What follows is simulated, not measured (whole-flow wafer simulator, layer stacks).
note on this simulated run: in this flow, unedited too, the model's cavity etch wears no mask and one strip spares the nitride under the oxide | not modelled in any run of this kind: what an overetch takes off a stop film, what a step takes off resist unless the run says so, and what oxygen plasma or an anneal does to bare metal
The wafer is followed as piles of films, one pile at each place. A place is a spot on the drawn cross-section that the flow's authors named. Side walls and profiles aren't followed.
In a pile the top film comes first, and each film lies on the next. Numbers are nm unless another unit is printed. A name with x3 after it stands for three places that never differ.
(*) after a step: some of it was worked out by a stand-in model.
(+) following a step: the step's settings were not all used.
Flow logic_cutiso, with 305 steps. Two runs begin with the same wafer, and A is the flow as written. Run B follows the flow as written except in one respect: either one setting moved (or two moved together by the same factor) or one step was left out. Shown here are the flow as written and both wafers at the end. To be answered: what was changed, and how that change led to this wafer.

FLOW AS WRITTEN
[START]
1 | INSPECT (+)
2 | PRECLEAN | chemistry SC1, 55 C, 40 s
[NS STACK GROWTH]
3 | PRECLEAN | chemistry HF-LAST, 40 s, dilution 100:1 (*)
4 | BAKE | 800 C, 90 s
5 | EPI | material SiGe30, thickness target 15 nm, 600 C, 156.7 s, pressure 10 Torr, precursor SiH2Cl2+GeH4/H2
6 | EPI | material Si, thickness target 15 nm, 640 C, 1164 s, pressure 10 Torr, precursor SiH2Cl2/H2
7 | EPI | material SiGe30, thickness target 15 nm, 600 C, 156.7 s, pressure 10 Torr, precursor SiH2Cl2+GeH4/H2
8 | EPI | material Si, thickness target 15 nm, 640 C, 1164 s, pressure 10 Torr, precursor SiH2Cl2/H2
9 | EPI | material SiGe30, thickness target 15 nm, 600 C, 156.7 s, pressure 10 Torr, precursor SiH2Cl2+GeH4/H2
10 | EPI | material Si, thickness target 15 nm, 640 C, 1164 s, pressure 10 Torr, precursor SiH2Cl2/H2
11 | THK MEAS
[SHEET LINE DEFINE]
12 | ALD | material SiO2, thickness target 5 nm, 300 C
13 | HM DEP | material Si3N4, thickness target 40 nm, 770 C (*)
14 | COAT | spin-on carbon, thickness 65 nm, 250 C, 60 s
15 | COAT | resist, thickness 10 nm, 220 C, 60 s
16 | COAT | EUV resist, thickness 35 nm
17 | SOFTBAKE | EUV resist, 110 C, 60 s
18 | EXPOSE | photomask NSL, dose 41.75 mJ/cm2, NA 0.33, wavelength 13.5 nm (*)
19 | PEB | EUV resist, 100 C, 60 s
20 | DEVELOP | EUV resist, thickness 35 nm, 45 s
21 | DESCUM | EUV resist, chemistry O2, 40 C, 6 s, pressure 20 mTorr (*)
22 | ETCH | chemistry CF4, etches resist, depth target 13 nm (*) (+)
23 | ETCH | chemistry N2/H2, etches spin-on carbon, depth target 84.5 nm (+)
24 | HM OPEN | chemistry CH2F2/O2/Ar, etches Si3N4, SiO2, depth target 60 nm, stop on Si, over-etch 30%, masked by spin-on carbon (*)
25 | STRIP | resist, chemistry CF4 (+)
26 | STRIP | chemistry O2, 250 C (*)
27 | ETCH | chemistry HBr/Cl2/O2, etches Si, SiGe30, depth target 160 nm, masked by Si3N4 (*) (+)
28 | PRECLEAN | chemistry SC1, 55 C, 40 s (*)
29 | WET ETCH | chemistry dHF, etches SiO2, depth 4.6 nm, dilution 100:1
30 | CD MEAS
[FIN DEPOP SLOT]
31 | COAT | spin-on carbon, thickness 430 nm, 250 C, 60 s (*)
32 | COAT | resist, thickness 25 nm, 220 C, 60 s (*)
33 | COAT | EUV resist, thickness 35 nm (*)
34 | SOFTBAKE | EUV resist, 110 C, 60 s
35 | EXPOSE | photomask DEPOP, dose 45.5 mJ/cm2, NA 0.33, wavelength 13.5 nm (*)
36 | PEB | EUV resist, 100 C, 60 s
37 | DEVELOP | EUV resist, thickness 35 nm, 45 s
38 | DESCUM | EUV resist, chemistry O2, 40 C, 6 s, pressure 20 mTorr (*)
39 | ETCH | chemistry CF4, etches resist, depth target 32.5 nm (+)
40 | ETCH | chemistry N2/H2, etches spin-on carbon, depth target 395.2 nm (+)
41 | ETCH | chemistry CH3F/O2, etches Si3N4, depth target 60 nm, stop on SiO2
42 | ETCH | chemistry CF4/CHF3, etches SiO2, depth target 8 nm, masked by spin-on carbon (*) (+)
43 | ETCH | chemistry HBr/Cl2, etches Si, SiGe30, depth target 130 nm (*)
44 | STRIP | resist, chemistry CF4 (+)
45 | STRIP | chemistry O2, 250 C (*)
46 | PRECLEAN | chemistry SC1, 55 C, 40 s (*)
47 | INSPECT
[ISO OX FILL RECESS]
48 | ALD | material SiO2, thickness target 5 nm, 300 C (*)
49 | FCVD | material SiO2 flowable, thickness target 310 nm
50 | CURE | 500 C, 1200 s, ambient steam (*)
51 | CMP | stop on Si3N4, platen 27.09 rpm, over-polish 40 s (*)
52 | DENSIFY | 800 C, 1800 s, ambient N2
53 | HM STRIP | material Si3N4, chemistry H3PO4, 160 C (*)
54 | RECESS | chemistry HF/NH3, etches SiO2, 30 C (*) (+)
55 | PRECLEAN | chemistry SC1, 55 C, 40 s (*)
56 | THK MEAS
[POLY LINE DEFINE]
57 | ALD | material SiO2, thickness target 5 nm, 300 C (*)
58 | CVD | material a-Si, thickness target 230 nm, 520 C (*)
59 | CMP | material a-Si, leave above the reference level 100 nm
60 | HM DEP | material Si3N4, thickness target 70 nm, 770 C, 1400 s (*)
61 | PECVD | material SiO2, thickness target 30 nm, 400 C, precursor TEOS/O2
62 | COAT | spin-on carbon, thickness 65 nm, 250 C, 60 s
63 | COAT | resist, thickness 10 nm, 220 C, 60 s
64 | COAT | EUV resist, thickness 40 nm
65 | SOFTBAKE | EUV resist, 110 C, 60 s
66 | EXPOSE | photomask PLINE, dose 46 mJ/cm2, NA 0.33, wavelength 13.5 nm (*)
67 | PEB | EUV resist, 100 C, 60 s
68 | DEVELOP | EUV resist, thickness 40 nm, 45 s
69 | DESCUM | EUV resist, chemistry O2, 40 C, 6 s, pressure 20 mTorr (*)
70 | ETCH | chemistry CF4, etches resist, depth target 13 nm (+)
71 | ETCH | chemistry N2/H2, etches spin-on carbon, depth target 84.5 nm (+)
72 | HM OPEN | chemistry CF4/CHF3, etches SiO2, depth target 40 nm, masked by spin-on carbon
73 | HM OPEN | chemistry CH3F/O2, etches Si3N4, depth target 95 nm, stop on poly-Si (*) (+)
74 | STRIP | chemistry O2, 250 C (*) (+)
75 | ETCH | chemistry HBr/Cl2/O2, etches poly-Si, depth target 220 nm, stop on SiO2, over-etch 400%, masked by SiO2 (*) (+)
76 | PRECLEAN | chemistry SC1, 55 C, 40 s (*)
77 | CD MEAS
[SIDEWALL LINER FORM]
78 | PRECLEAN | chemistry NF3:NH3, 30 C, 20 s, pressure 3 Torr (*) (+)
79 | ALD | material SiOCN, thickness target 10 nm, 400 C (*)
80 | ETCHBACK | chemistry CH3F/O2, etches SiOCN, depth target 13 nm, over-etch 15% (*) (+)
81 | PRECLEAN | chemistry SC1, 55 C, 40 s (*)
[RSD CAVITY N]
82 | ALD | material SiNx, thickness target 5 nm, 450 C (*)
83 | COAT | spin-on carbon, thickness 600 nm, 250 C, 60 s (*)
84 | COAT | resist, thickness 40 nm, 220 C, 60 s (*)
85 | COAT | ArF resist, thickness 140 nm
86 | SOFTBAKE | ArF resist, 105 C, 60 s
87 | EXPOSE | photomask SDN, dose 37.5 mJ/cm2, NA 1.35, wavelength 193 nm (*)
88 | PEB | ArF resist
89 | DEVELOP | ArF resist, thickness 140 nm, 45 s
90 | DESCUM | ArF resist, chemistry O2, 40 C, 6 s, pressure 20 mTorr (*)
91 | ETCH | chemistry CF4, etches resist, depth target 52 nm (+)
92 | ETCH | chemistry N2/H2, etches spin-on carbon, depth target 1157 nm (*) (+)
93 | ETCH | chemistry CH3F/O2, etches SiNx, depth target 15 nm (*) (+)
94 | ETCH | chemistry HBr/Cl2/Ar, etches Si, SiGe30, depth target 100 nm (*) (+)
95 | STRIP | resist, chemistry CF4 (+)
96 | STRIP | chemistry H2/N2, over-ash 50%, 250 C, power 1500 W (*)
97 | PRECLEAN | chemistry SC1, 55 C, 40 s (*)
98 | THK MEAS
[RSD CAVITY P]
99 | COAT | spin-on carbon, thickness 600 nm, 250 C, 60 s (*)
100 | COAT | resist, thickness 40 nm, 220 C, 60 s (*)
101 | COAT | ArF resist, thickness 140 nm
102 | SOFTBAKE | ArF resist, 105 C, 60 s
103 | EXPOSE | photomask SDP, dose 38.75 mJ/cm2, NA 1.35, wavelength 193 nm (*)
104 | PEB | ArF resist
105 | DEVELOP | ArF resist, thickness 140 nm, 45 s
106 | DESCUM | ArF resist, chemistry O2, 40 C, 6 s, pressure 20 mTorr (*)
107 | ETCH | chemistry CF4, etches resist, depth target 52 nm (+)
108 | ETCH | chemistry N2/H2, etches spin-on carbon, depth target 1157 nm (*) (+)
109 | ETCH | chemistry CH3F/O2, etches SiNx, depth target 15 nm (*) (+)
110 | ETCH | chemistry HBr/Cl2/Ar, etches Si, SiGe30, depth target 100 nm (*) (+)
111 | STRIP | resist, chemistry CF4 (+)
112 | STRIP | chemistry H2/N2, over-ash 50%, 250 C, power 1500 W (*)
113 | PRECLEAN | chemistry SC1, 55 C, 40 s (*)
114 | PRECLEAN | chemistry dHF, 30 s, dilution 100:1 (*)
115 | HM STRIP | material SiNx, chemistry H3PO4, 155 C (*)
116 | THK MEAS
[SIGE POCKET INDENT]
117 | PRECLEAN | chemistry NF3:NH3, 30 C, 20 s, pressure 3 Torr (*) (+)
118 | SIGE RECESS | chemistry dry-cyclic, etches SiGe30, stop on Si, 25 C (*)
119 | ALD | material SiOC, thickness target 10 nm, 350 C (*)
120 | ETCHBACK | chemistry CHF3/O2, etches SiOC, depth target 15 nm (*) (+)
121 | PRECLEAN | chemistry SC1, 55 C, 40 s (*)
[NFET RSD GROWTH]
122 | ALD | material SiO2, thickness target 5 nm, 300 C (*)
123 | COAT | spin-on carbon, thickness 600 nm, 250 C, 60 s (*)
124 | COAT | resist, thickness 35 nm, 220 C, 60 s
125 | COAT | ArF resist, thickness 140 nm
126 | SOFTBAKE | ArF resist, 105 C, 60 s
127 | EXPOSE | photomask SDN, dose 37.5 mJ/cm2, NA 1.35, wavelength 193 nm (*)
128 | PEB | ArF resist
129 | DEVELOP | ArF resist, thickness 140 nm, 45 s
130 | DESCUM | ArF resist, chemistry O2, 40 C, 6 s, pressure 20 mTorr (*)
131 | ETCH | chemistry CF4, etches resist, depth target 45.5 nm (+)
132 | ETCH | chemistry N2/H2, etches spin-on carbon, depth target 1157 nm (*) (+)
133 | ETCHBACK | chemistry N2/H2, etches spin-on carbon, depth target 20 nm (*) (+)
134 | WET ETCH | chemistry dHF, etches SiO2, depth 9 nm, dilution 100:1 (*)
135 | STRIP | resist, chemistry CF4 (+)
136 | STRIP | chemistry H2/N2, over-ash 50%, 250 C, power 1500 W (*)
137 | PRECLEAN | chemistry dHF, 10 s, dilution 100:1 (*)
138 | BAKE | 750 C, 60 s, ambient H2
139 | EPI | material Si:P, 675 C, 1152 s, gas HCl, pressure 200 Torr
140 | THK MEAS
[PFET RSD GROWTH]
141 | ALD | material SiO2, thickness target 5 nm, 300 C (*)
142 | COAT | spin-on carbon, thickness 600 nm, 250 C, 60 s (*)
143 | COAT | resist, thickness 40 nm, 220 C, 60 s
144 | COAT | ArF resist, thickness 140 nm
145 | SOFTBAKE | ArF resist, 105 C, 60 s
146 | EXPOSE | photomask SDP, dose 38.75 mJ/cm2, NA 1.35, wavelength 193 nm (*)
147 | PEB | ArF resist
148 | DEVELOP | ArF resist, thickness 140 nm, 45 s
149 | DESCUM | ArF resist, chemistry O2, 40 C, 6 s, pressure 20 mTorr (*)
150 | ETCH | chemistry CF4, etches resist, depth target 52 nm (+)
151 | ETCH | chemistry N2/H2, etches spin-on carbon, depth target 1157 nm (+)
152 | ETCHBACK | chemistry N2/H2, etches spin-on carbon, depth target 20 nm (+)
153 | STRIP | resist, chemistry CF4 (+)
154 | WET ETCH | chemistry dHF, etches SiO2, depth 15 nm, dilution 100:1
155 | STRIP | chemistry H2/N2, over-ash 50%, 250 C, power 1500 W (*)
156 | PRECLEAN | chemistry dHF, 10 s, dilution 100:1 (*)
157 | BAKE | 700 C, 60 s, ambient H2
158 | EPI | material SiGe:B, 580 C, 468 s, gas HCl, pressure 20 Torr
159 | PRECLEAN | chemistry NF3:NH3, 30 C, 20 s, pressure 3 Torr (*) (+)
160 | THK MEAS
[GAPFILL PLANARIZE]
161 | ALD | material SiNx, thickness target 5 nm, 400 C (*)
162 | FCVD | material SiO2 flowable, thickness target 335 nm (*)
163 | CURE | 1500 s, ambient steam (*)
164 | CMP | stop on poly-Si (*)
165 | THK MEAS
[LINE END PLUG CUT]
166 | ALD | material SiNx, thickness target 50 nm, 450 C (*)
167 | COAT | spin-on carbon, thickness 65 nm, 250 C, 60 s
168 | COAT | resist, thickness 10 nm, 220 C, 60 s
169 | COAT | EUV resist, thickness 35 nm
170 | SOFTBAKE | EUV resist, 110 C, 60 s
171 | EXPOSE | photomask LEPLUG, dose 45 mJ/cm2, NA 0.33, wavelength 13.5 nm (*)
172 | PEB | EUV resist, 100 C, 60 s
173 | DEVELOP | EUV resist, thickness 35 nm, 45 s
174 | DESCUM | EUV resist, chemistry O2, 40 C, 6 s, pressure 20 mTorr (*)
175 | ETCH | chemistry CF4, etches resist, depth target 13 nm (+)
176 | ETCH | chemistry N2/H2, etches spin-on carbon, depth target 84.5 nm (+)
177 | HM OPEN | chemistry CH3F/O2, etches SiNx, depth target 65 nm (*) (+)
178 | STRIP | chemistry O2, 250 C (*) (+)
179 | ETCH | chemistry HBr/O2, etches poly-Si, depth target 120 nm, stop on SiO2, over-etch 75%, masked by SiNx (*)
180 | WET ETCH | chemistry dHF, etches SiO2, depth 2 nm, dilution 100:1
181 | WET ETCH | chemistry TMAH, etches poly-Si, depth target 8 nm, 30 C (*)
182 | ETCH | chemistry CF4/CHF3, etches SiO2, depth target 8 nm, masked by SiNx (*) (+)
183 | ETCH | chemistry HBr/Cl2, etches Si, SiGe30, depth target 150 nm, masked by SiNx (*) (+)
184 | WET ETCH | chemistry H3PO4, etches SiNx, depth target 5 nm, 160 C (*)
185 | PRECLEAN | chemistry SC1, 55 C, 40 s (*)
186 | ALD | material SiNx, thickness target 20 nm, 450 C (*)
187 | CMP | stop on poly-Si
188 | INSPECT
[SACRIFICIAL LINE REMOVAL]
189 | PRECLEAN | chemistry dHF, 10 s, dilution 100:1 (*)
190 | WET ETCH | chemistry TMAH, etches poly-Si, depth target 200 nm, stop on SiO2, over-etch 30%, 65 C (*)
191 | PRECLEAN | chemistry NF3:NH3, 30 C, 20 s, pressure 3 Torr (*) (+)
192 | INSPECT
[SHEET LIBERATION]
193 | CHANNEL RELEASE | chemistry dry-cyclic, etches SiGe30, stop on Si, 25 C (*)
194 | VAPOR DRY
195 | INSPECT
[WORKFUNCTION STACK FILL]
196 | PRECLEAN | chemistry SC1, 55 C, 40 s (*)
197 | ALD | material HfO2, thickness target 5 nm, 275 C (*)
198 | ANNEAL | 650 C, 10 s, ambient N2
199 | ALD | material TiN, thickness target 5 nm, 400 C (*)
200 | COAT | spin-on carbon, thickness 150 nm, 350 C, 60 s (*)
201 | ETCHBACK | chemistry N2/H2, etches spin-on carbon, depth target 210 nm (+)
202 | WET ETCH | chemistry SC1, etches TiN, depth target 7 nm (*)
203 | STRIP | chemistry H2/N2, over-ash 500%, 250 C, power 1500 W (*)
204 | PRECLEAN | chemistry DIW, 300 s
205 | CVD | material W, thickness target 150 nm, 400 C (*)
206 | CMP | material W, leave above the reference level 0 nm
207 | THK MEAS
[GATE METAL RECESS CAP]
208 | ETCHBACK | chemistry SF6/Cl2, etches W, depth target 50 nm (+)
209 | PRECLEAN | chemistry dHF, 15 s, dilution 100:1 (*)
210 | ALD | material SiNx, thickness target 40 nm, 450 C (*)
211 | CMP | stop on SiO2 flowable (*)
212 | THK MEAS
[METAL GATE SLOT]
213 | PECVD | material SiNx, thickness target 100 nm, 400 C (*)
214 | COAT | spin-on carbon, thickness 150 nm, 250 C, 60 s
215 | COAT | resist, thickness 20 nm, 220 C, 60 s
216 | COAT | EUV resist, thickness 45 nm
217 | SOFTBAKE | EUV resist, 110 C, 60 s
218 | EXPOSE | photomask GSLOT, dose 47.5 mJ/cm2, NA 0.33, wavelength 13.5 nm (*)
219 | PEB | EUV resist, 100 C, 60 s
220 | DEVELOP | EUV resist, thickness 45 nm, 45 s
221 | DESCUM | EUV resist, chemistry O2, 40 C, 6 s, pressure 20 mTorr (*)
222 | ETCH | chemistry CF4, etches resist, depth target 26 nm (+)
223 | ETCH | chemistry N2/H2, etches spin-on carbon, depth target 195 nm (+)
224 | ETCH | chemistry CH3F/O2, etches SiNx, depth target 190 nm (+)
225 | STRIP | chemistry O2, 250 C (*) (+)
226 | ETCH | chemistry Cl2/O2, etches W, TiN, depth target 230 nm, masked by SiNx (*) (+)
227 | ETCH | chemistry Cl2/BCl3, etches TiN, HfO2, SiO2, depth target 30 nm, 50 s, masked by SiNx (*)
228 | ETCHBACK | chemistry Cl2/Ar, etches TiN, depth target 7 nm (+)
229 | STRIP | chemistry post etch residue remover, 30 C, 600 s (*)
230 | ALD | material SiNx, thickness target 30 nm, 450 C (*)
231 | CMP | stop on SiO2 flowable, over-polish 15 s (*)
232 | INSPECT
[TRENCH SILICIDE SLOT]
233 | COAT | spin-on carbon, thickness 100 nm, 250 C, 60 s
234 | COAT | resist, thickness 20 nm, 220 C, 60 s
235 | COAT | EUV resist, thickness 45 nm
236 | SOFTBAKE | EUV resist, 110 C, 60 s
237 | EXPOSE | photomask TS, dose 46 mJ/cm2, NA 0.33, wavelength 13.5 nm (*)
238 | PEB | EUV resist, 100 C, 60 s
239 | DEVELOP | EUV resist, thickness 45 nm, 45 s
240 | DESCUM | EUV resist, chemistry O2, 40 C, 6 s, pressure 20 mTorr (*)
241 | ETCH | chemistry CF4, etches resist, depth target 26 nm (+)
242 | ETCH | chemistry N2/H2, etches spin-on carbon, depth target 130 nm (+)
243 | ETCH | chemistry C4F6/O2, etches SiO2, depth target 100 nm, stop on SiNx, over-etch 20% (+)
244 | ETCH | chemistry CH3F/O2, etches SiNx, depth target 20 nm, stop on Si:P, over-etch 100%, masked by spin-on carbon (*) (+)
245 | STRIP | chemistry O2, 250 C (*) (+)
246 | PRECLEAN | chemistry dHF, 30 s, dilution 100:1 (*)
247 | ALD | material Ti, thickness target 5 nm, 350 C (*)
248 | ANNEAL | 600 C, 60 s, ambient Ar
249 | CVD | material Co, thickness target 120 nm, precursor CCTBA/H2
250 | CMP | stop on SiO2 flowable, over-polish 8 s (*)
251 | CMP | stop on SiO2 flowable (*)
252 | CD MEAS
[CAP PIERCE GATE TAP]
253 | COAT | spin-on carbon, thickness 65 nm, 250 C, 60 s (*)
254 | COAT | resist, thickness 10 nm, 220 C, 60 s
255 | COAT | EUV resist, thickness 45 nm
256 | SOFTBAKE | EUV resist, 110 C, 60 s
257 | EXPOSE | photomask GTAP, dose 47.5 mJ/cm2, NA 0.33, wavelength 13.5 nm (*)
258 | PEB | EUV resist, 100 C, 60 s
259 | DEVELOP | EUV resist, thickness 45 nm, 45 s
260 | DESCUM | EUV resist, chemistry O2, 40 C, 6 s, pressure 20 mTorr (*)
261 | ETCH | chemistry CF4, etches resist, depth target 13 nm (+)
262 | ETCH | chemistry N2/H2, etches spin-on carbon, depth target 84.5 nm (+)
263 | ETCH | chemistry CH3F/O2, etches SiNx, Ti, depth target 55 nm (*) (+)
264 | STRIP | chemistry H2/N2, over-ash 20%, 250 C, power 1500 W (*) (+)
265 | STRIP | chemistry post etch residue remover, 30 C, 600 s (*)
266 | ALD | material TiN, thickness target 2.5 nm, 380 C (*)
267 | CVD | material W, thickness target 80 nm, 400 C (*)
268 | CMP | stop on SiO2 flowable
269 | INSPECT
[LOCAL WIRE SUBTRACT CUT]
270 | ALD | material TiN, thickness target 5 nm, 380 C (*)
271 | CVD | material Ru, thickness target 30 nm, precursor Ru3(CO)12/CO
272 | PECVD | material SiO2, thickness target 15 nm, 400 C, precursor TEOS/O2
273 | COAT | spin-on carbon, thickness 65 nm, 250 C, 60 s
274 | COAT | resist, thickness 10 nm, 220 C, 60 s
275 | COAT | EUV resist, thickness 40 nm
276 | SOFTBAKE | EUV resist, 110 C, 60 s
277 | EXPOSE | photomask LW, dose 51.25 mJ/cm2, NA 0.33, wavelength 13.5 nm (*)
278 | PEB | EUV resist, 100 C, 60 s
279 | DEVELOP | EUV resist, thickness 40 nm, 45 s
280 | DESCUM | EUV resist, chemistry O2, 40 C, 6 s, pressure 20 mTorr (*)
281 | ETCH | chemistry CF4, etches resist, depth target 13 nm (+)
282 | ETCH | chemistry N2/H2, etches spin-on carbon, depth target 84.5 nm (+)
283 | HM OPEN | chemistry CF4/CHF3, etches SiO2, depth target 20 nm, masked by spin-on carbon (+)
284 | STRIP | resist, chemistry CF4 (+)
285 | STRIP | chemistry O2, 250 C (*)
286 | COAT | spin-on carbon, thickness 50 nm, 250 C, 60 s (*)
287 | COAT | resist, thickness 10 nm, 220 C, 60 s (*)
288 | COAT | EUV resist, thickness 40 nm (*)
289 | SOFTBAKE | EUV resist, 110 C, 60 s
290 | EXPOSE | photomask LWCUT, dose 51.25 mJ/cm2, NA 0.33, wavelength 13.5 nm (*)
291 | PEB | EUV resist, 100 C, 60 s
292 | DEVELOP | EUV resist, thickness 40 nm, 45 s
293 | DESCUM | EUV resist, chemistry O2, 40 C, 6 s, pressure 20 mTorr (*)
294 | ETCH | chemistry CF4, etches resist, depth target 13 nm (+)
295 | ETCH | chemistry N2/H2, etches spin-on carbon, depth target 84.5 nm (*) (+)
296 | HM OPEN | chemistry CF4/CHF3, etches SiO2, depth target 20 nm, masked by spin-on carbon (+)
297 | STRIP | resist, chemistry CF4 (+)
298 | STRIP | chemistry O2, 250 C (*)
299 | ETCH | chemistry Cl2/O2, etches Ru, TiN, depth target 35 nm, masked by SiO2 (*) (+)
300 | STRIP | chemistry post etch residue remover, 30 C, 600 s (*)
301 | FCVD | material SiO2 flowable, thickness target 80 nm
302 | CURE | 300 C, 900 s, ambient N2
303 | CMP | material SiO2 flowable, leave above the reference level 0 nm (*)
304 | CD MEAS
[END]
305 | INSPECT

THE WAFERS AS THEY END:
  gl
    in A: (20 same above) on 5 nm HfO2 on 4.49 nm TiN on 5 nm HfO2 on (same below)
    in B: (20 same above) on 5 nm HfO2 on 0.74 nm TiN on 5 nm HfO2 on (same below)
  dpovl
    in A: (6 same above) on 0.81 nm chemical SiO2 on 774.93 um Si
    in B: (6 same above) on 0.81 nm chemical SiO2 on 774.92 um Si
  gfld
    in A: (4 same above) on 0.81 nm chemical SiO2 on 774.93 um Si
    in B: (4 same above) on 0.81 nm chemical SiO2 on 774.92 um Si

The reason: step 5, EPI: 117.5 s was run, though the flow has 156.7 s.

How this came from the change, step by step:
  5 | EPI | material SiGe30, thickness target 15 nm, 600 C, 156.7 s, pressure 10 Torr, precursor SiH2Cl2+GeH4/H2
      depop, dpovl, gfld and 19 more: A +15 SiGe30 (new film) | B +11.3 SiGe30 (new film)
  27 | ETCH | chemistry HBr/Cl2/O2, etches Si, SiGe30, depth target 160 nm, masked by Si3N4 (*) (+)
      gfld, gxf, iso, lnri: A -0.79 chemical SiO2 (all of it), -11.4 Si (all of it), -15 SiGe30 (all of it), -15 Si (all of it), -15 SiGe30 (all of it), -15 Si (all of it), -15 SiGe30 (all of it), -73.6 Si | B -0.79 chemical SiO2 (all of it), -11.4 Si (all of it), -15 SiGe30 (all of it), -15 Si (all of it), -15 SiGe30 (all of it), -15 Si (all of it), -11.3 SiGe30 (all of it), -77.4 Si
      dpovl, nsgap: A -0.79 chemical SiO2 (all of it), -11.8 Si (all of it), -15 SiGe30 (all of it), -15 Si (all of it), -15 SiGe30 (all of it), -15 Si (all of it), -15 SiGe30 (all of it), -73.2 Si | B -0.79 chemical SiO2 (all of it), -11.8 Si (all of it), -15 SiGe30 (all of it), -15 Si (all of it), -15 SiGe30 (all of it), -15 Si (all of it), -11.3 SiGe30 (all of it), -77 Si
      (also at 1 further place)
  43 | ETCH | chemistry HBr/Cl2, etches Si, SiGe30, depth target 130 nm (*)
      depop: A -14 Si (all of it), -15 SiGe30 (all of it), -15 Si (all of it), -15 SiGe30 (all of it), -15 Si (all of it), -15 SiGe30 (all of it), -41 Si | B -14 Si (all of it), -15 SiGe30 (all of it), -15 Si (all of it), -15 SiGe30 (all of it), -15 Si (all of it), -11.3 SiGe30 (all of it), -44.7 Si
  94 | ETCH | chemistry HBr/Cl2/Ar, etches Si, SiGe30, depth target 100 nm (*) (+)
      rsdn, rsdx: A -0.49 chemical SiO2 (all of it), -12.8 Si (all of it), -15 SiGe30 (all of it), -15 Si (all of it), -15 SiGe30 (all of it), -15 Si (all of it), -15 SiGe30 (all of it), -12.2 Si | B -0.49 chemical SiO2 (all of it), -12.8 Si (all of it), -15 SiGe30 (all of it), -15 Si (all of it), -15 SiGe30 (all of it), -15 Si (all of it), -11.3 SiGe30 (all of it), -15.9 Si
  110 | ETCH | chemistry HBr/Cl2/Ar, etches Si, SiGe30, depth target 100 nm (*) (+)
      rsdp, rsdw: A -0.49 chemical SiO2 (all of it), -12.8 Si (all of it), -15 SiGe30 (all of it), -15 Si (all of it), -15 SiGe30 (all of it), -15 Si (all of it), -15 SiGe30 (all of it), -12.2 Si | B -0.49 chemical SiO2 (all of it), -12.8 Si (all of it), -15 SiGe30 (all of it), -15 Si (all of it), -15 SiGe30 (all of it), -15 Si (all of it), -11.3 SiGe30 (all of it), -15.9 Si
  118 | SIGE RECESS | chemistry dry-cyclic, etches SiGe30, stop on Si, 25 C (*)
      lnr, lnrp, lnrt: A -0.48 SiOCN, -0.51 Si, +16 cavity (new film), -15 SiGe30 (all of it), -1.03 Si, +16 cavity (new film), -15 SiGe30 (all of it), -1.03 Si, +16 cavity (new film), -15 SiGe30 (all of it), -0.51 Si | B -0.48 SiOCN, -0.51 Si, +16 cavity (new film), -15 SiGe30 (all of it), -1.03 Si, +16 cavity (new film), -15 SiGe30 (all of it), -1.03 Si, +12.3 cavity (new film), -11.3 SiGe30 (all of it), -0.51 Si
  119 | ALD | material SiOC, thickness target 10 nm, 350 C (*)
      lnr, lnrp, lnrt: A +10 SiOC (new film), +16 SiOC (new film), -16 cavity (all of it), +16 SiOC (new film), -16 cavity (all of it), +16 SiOC (new film), -16 cavity (all of it) | B +10 SiOC (new film), +16 SiOC (new film), -16 cavity (all of it), +16 SiOC (new film), -16 cavity (all of it), +12.3 SiOC (new film), -12.3 cavity (all of it)
  183 | ETCH | chemistry HBr/Cl2, etches Si, SiGe30, depth target 150 nm, masked by SiNx (*) (+)
      plug: A -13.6 Si (all of it), -15 SiGe30 (all of it), -15 Si (all of it), -15 SiGe30 (all of it), -15 Si (all of it), -15 SiGe30 (all of it), -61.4 Si | B -13.6 Si (all of it), -15 SiGe30 (all of it), -15 Si (all of it), -15 SiGe30 (all of it), -15 Si (all of it), -11.3 SiGe30 (all of it), -65.2 Si
  193 | CHANNEL RELEASE | chemistry dry-cyclic, etches SiGe30, stop on Si, 25 C (*)
      gl, glp, gxn, gxp, ns, tap: A +0.8 chemical SiO2 (new film), -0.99 Si, +0.8 chemical SiO2 (new film), +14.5 cavity (new film), +0.8 chemical SiO2 (new film), -15 SiGe30 (all of it), -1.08 Si, +0.8 chemical SiO2 (new film), +14.5 cavity (new film), +0.8 chemical SiO2 (new film), -15 SiGe30 (all of it), -1.08 Si, +0.8 chemical SiO2 (new film), +14.5 cavity (new film), +0.8 chemical SiO2 (new film), -15 SiGe30 (all of it), -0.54 Si | B +0.8 chemical SiO2 (new film), -0.99 Si, +0.8 chemical SiO2 (new film), +14.5 cavity (new film), +0.8 chemical SiO2 (new film), -15 SiGe30 (all of it), -1.08 Si, +0.8 chemical SiO2 (new film), +14.5 cavity (new film), +0.8 chemical SiO2 (new film), -15 SiGe30 (all of it), -1.08 Si, +0.8 chemical SiO2 (new film), +10.7 cavity (new film), +0.8 chemical SiO2 (new film), -11.3 SiGe30 (all of it), -0.54 Si
  199 | ALD | material TiN, thickness target 5 nm, 400 C (*)
      gl, glp, tap: A +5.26 TiN (new film), +4.49 TiN (new film), -4.49 cavity (all of it), +4.49 TiN (new film), -4.49 cavity (all of it), +4.49 TiN (new film), -4.49 cavity (all of it) | B +5.26 TiN (new film), +4.49 TiN (new film), -4.49 cavity (all of it), +4.49 TiN (new film), -4.49 cavity (all of it), +0.74 TiN (new film), -0.74 cavity (all of it)
      gxn, gxp, ns: A +5 TiN (new film), +4.49 TiN (new film), -4.49 cavity (all of it), +4.49 TiN (new film), -4.49 cavity (all of it), +4.49 TiN (new film), -4.49 cavity (all of it) | B +5 TiN (new film), +4.49 TiN (new film), -4.49 cavity (all of it), +4.49 TiN (new film), -4.49 cavity (all of it), +0.74 TiN (new film), -0.74 cavity (all of it)
